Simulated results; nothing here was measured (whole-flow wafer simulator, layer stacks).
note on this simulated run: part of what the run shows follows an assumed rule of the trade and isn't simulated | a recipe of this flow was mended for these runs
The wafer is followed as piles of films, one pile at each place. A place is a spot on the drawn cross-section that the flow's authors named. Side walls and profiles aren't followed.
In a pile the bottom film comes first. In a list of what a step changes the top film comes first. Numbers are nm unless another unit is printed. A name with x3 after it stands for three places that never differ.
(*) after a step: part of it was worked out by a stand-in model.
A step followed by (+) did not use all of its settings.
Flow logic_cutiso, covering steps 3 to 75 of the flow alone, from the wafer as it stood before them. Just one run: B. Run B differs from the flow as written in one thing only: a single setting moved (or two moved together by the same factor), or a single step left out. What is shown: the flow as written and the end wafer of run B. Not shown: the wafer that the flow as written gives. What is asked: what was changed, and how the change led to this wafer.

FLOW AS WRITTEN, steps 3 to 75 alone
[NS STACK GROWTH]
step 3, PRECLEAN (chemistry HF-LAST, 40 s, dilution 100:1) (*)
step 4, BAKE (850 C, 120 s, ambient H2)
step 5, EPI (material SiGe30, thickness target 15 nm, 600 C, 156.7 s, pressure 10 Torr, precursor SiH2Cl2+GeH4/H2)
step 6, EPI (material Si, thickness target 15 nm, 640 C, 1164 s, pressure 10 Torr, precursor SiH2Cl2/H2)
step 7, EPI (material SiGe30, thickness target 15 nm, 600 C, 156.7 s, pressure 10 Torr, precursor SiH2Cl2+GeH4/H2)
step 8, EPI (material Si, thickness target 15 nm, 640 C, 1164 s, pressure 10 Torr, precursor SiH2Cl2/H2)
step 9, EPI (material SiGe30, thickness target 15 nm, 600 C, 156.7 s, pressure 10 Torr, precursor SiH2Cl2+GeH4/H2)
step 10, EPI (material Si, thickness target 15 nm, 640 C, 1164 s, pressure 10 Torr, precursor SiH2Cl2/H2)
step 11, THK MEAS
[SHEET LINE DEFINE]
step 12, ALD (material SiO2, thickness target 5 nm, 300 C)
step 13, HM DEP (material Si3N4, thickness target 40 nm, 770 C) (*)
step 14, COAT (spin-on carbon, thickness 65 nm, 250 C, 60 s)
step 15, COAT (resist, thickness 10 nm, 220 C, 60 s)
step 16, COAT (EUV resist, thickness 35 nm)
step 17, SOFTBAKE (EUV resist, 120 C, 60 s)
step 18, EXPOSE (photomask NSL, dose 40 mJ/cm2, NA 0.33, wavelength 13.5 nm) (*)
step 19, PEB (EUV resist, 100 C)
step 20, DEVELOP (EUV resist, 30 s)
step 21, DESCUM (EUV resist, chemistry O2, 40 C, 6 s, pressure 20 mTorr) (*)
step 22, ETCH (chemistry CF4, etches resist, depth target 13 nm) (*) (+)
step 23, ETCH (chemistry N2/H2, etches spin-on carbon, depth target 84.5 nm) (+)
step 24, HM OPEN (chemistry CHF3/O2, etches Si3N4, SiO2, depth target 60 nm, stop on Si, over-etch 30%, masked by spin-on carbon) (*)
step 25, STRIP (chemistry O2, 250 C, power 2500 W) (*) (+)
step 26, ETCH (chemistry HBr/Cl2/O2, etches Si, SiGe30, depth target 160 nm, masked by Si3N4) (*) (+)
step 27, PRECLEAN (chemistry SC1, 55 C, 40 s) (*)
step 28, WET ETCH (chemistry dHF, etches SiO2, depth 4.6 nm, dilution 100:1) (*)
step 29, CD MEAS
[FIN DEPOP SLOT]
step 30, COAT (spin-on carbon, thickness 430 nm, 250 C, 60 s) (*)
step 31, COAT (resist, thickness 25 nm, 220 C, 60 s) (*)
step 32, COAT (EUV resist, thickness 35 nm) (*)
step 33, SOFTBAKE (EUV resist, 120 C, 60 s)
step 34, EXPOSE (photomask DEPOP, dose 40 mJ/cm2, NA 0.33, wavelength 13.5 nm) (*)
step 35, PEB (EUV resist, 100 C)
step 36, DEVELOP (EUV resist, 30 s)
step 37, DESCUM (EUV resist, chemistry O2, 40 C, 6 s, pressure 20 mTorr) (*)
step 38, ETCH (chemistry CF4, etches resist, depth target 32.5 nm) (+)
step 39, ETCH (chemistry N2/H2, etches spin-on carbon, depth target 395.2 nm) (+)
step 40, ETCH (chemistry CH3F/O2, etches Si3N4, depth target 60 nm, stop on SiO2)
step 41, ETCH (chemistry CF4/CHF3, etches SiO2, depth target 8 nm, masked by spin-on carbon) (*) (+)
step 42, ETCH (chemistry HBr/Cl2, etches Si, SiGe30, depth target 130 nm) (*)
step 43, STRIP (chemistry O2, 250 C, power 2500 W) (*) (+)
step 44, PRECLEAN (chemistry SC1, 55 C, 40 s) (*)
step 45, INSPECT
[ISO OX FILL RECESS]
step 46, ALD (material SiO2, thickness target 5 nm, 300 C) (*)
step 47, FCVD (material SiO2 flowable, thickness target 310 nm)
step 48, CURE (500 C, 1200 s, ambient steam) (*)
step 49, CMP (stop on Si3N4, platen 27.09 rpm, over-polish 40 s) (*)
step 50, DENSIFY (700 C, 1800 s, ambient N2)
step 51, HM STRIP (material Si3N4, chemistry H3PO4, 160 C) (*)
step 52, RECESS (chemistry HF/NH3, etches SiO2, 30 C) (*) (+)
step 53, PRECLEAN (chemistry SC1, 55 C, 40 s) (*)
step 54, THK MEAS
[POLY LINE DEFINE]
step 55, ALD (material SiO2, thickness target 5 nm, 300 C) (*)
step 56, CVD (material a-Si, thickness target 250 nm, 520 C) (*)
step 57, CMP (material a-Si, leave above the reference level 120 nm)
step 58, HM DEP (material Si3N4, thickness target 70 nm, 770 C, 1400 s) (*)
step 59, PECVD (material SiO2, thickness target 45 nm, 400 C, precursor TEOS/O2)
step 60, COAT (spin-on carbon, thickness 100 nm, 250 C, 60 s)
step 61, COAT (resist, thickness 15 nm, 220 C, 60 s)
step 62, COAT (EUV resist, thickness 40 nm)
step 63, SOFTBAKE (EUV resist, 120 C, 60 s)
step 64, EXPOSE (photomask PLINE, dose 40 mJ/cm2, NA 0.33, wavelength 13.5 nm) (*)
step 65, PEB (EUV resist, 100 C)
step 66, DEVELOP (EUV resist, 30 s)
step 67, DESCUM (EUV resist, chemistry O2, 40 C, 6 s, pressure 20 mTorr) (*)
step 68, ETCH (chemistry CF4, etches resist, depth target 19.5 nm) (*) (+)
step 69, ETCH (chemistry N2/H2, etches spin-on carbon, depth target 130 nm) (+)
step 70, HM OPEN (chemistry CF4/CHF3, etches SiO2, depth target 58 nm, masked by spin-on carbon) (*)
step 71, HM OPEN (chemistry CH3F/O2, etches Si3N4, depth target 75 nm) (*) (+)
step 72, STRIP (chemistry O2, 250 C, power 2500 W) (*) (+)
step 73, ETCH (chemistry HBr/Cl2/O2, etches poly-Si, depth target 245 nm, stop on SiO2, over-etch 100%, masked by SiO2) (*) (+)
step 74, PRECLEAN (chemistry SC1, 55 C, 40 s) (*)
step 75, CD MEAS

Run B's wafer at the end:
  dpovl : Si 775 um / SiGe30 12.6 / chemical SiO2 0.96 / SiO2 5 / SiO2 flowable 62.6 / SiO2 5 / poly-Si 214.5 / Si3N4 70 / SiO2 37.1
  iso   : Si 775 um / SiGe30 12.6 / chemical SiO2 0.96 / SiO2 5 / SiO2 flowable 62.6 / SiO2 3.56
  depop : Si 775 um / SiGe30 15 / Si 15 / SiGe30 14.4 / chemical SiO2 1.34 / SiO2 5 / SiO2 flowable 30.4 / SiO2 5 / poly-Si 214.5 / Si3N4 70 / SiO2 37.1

What caused this: step 8, EPI: 688 C was run, though the flow has 640 C.

The path from the change to this, step by step:
  step 8, EPI (material Si, thickness target 15 nm, 640 C, 1164 s, pressure 10 Torr, precursor SiH2Cl2/H2)
      depop, dpovl, gfld and 19 more: +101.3 Si (new film) (in the flow as written it would be: +15 Si (new film))
  step 26, ETCH (chemistry HBr/Cl2/O2, etches Si, SiGe30, depth target 160 nm, masked by Si3N4) (*) (+)
      dpovl, gfld, gxf, iso, isow, lnri, nsgap: -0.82 chemical SiO2 (all of it), -12 Si (all of it), -15 SiGe30 (all of it), -101.3 Si (all of it), -15 SiGe30 (all of it), -15 Si (all of it), -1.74 SiGe30 (in the flow as written it would be: -0.82 chemical SiO2 (all of it), -12 Si (all of it), -15 SiGe30 (all of it), -15 Si (all of it), -15 SiGe30 (all of it), -15 Si (all of it), -15 SiGe30 (all of it), -73 Si)
  step 42, ETCH (chemistry HBr/Cl2, etches Si, SiGe30, depth target 130 nm) (*)
      depop: -13.8 Si (all of it), -15 SiGe30 (all of it), -101.3 Si (all of it) (in the flow as written it would be: -13.8 Si (all of it), -15 SiGe30 (all of it), -15 Si (all of it), -15 SiGe30 (all of it), -15 Si (all of it), -15 SiGe30 (all of it), -41.2 Si)
  step 43, STRIP (chemistry O2, 250 C, power 2500 W) (*) (+)
      depop: +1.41 chemical SiO2 (new film), -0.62 SiGe30 (in the flow as written it would be: +1.04 chemical SiO2 (new film), -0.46 Si)
